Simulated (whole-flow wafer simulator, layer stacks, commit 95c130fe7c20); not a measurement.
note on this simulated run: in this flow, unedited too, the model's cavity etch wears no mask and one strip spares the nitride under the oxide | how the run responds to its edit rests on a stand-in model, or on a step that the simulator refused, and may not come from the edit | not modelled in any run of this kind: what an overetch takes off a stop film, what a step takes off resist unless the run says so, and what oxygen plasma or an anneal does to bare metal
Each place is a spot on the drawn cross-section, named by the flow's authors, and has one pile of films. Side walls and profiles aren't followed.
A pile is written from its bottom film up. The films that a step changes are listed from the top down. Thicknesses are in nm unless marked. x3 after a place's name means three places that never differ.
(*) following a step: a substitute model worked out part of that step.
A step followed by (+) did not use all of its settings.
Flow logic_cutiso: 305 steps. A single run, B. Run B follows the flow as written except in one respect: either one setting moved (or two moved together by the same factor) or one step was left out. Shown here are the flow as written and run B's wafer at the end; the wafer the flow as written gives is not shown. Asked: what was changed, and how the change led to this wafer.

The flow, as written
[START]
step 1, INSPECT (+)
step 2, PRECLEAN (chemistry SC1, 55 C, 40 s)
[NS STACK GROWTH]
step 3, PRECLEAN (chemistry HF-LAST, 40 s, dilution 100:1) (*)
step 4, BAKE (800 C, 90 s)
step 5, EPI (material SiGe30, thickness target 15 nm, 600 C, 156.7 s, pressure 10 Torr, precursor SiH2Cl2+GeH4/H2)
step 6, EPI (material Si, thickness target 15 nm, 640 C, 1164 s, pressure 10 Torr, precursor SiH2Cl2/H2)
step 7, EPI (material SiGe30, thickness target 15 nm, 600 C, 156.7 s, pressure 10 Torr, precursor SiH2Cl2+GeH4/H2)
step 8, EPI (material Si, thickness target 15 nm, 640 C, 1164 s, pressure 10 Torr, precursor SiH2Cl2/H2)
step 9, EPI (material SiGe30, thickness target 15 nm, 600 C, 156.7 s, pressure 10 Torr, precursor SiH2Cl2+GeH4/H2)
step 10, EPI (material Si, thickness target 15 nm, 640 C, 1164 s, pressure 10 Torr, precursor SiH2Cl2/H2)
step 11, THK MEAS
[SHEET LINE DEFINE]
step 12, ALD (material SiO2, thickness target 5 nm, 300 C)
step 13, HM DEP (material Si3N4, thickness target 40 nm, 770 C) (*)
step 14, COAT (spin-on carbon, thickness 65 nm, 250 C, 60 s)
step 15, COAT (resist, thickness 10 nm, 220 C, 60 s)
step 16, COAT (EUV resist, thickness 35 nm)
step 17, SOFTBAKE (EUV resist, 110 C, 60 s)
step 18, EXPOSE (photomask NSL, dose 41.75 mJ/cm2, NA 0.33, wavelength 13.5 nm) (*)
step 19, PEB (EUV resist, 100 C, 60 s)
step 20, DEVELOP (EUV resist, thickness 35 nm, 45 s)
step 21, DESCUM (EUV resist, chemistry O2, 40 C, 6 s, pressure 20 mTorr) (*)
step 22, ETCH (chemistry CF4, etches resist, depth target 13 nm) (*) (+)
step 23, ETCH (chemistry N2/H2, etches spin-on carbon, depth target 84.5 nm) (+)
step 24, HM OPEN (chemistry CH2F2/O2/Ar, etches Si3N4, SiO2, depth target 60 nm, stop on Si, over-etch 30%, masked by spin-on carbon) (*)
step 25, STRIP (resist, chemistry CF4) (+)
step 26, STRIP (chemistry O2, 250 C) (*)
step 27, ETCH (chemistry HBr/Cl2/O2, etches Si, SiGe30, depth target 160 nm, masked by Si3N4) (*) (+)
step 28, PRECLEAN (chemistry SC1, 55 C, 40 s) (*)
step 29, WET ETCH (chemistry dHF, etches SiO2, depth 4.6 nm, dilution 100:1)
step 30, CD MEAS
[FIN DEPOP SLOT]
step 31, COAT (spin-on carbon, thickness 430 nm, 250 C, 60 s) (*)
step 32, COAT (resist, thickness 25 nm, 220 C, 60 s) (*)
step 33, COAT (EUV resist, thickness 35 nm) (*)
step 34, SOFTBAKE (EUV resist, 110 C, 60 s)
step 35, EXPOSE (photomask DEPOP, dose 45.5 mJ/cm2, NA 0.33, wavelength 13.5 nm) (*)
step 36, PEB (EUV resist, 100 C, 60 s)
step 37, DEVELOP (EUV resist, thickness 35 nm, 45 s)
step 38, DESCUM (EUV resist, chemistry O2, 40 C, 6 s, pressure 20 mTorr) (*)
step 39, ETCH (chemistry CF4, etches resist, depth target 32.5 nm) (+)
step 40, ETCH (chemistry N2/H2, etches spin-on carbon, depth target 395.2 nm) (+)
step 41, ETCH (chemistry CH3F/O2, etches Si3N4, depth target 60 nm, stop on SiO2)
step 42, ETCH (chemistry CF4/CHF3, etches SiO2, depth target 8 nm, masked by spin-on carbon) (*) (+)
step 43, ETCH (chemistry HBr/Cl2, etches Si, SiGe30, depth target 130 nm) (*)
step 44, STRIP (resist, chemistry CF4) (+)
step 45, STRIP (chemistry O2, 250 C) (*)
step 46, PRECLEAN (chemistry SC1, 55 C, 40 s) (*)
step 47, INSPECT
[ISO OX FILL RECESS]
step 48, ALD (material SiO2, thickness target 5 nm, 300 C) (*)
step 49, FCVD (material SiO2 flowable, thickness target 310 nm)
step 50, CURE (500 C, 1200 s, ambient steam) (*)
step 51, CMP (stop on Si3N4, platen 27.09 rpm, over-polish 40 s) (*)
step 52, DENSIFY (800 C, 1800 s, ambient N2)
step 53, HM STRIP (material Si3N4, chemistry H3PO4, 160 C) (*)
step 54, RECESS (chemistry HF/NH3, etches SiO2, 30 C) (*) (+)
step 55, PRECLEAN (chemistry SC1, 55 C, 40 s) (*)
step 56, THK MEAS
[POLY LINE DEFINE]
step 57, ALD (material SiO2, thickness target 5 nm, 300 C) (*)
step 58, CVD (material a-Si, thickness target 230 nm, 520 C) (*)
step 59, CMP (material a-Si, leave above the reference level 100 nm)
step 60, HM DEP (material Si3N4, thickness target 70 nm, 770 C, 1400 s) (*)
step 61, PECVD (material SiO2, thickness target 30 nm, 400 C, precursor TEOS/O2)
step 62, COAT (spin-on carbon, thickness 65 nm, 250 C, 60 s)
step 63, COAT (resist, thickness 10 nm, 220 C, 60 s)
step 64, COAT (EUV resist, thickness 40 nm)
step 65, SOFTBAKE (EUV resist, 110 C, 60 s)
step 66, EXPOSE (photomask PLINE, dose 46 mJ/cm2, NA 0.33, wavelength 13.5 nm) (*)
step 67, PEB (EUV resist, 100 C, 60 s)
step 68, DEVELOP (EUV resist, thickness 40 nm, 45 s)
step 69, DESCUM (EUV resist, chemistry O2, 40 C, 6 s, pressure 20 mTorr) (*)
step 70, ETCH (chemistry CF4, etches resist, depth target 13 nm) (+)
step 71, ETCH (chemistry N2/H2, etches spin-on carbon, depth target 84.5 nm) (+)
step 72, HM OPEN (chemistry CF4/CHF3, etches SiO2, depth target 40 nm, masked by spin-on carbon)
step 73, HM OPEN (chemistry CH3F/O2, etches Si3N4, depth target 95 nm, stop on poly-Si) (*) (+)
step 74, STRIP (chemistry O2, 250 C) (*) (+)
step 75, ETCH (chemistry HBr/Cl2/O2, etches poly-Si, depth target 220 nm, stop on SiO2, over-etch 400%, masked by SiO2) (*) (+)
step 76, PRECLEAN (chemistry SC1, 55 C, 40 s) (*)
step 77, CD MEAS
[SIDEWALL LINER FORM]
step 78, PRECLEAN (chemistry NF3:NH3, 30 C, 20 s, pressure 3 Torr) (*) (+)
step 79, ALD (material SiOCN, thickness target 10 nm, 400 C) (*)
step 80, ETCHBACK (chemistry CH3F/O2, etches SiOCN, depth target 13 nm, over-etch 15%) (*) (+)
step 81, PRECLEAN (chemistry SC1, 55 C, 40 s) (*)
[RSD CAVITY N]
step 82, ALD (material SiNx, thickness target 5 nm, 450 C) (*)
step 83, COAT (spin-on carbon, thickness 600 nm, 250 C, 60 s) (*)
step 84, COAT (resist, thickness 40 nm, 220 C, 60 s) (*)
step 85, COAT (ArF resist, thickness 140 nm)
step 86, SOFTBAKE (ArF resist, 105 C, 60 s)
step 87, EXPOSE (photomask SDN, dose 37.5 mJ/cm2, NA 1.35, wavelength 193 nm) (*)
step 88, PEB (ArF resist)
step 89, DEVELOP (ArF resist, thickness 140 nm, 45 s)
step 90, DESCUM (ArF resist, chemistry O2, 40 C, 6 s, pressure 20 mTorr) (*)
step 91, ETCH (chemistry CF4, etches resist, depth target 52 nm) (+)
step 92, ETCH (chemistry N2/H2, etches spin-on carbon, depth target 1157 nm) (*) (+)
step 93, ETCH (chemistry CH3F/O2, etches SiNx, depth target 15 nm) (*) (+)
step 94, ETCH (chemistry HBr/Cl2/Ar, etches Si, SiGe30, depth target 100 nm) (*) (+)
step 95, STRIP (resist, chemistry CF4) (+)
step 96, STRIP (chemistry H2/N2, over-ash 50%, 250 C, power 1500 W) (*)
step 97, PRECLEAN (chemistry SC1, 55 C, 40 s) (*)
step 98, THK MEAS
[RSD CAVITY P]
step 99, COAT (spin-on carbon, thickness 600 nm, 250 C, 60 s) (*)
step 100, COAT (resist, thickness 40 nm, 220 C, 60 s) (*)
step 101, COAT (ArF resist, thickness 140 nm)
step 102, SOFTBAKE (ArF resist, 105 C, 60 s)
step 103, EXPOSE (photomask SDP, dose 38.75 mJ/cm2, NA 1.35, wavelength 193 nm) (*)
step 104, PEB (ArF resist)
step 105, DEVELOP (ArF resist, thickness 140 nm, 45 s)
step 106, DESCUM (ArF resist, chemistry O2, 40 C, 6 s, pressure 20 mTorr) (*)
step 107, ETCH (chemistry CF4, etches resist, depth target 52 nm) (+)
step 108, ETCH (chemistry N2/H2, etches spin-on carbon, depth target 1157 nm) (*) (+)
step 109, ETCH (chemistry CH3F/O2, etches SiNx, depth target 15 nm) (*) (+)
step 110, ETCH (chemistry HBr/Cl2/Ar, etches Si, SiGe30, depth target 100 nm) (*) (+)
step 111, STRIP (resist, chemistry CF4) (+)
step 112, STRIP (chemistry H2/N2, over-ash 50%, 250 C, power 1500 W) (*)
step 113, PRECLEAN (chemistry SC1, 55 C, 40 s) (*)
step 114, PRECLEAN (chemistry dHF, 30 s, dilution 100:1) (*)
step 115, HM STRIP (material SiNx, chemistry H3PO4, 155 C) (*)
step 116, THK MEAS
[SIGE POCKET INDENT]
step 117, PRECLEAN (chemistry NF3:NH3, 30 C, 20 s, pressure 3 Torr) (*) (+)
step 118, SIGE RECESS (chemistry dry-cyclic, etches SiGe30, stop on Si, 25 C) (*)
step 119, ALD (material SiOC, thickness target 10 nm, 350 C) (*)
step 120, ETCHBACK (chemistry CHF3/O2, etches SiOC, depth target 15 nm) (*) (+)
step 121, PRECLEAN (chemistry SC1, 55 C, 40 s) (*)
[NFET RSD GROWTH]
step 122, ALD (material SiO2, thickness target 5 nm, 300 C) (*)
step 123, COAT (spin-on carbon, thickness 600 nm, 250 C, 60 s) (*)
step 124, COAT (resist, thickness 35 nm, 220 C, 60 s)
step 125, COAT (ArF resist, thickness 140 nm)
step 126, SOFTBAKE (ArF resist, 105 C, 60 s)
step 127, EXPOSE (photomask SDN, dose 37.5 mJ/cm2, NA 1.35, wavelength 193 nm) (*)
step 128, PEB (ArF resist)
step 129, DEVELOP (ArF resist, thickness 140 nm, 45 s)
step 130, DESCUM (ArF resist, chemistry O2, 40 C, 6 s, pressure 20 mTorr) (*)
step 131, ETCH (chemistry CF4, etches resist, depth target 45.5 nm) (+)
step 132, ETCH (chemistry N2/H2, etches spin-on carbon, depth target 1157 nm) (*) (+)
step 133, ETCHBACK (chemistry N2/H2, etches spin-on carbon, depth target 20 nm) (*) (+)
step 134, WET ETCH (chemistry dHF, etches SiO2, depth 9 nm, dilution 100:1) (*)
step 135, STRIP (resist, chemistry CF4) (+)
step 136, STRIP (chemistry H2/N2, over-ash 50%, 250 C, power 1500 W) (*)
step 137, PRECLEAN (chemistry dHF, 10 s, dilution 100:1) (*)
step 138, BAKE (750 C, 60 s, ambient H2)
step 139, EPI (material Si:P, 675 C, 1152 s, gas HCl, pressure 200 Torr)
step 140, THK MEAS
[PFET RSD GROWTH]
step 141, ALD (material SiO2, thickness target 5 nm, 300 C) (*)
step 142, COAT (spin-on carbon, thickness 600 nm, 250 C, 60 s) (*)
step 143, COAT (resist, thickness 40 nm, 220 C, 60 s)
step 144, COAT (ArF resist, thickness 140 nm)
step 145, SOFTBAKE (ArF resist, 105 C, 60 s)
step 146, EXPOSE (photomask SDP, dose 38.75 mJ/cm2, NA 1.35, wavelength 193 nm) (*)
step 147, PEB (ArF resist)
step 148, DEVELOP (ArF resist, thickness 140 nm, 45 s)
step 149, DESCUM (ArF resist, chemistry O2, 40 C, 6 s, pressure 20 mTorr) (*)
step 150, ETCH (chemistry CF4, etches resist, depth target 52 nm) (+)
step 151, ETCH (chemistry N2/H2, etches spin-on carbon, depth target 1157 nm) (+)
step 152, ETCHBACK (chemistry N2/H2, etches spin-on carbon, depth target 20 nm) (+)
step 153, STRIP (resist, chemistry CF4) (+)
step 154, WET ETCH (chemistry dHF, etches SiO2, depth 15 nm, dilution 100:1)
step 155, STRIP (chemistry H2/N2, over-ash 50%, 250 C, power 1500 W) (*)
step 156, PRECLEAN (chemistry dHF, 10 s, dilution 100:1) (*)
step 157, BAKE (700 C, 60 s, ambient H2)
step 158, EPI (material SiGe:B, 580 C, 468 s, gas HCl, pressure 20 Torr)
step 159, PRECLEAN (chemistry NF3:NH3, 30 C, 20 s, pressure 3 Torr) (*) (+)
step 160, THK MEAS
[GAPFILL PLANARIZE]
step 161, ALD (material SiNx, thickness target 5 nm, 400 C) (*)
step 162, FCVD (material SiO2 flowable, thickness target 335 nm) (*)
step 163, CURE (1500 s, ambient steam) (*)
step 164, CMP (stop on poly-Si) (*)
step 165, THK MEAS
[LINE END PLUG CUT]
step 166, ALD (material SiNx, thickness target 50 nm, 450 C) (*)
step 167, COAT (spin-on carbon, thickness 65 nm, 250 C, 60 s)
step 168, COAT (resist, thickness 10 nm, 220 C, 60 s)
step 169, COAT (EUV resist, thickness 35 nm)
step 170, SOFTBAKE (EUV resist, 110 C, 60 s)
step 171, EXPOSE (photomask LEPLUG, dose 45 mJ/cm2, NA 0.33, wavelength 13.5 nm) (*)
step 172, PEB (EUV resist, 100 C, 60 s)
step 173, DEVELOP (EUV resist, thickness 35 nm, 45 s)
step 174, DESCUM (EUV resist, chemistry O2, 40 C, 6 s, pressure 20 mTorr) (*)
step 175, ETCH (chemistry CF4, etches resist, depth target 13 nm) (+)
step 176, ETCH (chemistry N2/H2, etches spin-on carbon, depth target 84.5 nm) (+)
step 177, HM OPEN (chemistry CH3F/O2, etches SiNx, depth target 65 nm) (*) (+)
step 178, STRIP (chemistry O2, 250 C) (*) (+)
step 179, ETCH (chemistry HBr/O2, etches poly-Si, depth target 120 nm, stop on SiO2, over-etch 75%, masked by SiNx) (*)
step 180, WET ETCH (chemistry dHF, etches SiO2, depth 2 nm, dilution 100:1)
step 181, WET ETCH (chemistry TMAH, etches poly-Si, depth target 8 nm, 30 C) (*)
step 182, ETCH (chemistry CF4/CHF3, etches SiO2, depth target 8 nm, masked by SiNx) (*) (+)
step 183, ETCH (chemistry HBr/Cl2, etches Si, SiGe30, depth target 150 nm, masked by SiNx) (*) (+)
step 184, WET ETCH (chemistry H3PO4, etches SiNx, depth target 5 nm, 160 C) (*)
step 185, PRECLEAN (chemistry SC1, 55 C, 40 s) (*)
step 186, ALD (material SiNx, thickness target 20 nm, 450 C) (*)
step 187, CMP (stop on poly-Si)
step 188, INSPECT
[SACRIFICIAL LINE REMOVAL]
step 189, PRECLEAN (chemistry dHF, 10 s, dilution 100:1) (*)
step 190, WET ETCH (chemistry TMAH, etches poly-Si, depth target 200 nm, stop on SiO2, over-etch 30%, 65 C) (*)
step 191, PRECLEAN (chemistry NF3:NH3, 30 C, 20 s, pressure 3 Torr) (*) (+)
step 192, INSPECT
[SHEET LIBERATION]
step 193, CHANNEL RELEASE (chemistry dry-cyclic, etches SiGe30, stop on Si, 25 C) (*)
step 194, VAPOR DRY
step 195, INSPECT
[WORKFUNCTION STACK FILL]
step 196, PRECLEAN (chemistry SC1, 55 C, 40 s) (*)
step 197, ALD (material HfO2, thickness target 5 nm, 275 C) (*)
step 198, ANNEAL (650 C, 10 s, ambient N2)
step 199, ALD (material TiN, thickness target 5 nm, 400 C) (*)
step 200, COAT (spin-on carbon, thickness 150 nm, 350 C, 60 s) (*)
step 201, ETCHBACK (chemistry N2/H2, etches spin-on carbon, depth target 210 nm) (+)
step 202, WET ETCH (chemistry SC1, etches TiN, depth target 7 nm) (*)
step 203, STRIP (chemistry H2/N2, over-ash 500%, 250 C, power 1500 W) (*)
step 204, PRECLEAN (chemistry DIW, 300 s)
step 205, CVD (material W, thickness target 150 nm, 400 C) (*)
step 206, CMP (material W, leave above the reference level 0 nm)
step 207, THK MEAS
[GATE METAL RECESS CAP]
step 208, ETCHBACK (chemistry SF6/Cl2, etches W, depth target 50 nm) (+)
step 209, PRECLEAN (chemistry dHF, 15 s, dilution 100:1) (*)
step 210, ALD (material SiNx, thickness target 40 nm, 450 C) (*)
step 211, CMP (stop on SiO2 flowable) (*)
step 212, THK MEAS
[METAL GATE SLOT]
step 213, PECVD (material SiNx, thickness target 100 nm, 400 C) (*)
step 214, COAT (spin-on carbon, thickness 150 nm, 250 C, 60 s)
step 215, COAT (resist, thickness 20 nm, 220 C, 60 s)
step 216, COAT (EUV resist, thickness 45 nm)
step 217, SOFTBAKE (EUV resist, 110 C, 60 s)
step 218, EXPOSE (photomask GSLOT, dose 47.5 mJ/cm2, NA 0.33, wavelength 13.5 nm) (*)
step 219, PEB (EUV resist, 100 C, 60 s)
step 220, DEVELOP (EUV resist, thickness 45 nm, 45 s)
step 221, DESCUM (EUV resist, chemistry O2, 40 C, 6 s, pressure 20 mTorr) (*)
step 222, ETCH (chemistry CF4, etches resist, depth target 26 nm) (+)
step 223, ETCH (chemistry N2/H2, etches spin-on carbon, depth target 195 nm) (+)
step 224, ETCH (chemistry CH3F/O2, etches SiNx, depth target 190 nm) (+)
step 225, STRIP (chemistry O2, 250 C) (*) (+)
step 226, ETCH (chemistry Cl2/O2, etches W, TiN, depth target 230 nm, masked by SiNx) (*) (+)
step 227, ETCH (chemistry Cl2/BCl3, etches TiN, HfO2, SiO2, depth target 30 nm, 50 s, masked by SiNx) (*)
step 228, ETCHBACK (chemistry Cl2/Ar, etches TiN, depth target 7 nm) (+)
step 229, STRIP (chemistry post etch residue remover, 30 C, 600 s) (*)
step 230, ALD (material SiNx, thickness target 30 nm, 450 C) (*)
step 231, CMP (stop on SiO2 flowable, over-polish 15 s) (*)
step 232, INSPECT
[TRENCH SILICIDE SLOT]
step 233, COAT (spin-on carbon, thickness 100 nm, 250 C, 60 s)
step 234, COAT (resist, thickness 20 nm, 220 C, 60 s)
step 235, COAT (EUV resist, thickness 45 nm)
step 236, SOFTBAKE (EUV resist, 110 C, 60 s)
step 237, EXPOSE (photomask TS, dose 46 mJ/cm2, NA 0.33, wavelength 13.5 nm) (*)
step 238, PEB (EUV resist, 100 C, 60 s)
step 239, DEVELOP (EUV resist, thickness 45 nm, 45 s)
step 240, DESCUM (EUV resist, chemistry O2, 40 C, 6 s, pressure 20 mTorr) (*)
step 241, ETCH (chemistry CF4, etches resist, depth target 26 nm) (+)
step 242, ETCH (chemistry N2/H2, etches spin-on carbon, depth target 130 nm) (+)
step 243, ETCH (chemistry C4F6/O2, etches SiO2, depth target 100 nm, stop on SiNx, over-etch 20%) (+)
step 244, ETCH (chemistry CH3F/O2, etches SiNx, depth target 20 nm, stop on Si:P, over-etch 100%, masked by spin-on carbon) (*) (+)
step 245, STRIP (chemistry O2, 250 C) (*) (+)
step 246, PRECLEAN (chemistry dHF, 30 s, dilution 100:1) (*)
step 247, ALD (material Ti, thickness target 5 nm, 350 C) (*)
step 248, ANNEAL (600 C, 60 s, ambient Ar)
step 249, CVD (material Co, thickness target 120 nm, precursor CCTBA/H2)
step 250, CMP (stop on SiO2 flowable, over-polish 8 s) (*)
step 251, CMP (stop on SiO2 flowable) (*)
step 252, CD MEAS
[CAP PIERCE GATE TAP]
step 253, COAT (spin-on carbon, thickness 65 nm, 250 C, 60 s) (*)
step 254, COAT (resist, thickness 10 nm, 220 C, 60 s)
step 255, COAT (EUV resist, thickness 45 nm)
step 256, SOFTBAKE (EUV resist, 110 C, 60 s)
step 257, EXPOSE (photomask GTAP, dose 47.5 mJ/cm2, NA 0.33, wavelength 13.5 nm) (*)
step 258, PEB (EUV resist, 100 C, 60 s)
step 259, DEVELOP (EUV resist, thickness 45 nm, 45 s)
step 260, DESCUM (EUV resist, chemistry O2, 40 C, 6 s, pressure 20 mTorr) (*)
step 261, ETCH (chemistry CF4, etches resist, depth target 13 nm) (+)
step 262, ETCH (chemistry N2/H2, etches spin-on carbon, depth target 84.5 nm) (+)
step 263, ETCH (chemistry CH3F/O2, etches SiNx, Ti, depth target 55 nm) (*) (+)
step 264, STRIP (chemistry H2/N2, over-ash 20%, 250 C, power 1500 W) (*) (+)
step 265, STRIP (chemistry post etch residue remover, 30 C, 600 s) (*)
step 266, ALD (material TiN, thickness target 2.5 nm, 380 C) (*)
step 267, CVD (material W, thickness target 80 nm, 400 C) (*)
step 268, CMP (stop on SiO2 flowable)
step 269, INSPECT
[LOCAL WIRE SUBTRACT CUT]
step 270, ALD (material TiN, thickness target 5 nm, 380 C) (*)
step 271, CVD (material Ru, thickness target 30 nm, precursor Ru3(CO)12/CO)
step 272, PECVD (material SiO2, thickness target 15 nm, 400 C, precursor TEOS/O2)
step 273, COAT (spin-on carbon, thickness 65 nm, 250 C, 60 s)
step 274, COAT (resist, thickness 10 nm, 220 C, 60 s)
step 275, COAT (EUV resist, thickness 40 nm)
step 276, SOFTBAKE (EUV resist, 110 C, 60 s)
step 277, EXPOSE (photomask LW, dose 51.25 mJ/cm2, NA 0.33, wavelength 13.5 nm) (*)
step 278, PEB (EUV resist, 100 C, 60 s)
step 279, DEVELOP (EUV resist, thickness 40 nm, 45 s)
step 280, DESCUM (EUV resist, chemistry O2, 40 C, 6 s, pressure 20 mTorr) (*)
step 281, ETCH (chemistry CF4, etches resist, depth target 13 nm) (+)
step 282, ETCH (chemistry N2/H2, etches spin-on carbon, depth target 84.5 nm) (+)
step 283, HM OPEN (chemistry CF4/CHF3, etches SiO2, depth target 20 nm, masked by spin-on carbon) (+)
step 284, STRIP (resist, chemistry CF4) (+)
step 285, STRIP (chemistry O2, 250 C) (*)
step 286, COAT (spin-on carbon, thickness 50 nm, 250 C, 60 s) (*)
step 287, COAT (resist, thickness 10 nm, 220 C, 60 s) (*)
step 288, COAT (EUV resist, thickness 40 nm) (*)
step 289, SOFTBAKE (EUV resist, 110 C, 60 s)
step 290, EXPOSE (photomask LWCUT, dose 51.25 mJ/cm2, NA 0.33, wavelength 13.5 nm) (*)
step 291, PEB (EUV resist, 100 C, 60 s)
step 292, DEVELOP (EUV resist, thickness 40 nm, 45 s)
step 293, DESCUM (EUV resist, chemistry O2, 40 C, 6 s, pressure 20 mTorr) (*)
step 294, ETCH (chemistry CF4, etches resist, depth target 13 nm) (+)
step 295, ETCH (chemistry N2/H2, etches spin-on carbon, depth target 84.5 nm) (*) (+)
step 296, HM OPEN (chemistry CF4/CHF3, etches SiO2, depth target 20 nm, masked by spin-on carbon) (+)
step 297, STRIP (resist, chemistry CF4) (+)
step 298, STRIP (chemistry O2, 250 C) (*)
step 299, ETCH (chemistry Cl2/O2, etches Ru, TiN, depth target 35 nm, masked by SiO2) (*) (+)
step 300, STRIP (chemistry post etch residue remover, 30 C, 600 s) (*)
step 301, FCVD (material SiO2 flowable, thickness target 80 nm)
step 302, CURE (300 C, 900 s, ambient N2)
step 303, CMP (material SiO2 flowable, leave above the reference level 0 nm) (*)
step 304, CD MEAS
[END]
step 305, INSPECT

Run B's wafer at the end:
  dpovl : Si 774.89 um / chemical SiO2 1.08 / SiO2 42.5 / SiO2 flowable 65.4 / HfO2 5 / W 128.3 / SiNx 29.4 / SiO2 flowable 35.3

Cause: step 40, ETCH: depth target 474.2 nm was run, while the flow as written has depth target 395.2 nm.

The path from the change to this, step by step:
  step 40, ETCH (chemistry N2/H2, etches spin-on carbon, depth target 395.2 nm) (+)
      gfld, gl, glp and 17 more: EUV resist loses 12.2 (all of it), resist loses 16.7 (in the flow as written it would be: EUV resist loses 12.2 (all of it), resist loses 13.9)
      depop: spin-on carbon loses 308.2 (all of it), Si3N4 loses 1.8 (in the flow as written it would be: spin-on carbon loses 308.2 (all of it), Si3N4 loses 0.95)
      (as well as at 1 more place)
  step 41, ETCH (chemistry CH3F/O2, etches Si3N4, depth target 60 nm, stop on SiO2)
      depop: Si3N4 loses 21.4 (all of it), SiO2 loses 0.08 (in the flow as written it would be: Si3N4 loses 22.2 (all of it), SiO2 loses 0.08)
      dpovl: spin-on carbon loses 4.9 (in the flow as written it would be: spin-on carbon loses 11.1)
  step 42, ETCH (chemistry CF4/CHF3, etches SiO2, depth target 8 nm, masked by spin-on carbon) (*) (+)
      gfld: resist loses 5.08 (all of it), spin-on carbon loses 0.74 (in the flow as written it would be: resist loses 7.38)
      gxf: resist loses 4.75 (all of it), spin-on carbon loses 0.85 (in the flow as written it would be: resist loses 7.42 (all of it))
      (as well as at 18 more places)
  step 43, ETCH (chemistry HBr/Cl2, etches Si, SiGe30, depth target 130 nm) (*)
      dpovl: spin-on carbon loses 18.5 (all of it), Si loses 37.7 (in the flow as written it would be: spin-on carbon loses 32)
  step 45, STRIP (chemistry O2, 250 C) (*)
      dpovl: chemical SiO2 gains 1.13 (new film), Si loses 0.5 (in the flow as written it would be: chemical SiO2 gains 0.82 (new film), spin-on carbon loses 59.3 (all of it), Si loses 0.36)
  step 48, ALD (material SiO2, thickness target 5 nm, 300 C) (*)
      dpovl: SiO2 gains 42.5 (new film) (in the flow as written it would be: SiO2 gains 5 (new film))
  step 52, DENSIFY (800 C, 1800 s, ambient N2)
      nsgap: SiO2 flowable loses 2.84 (in the flow as written it would be: SiO2 flowable loses 2.13)
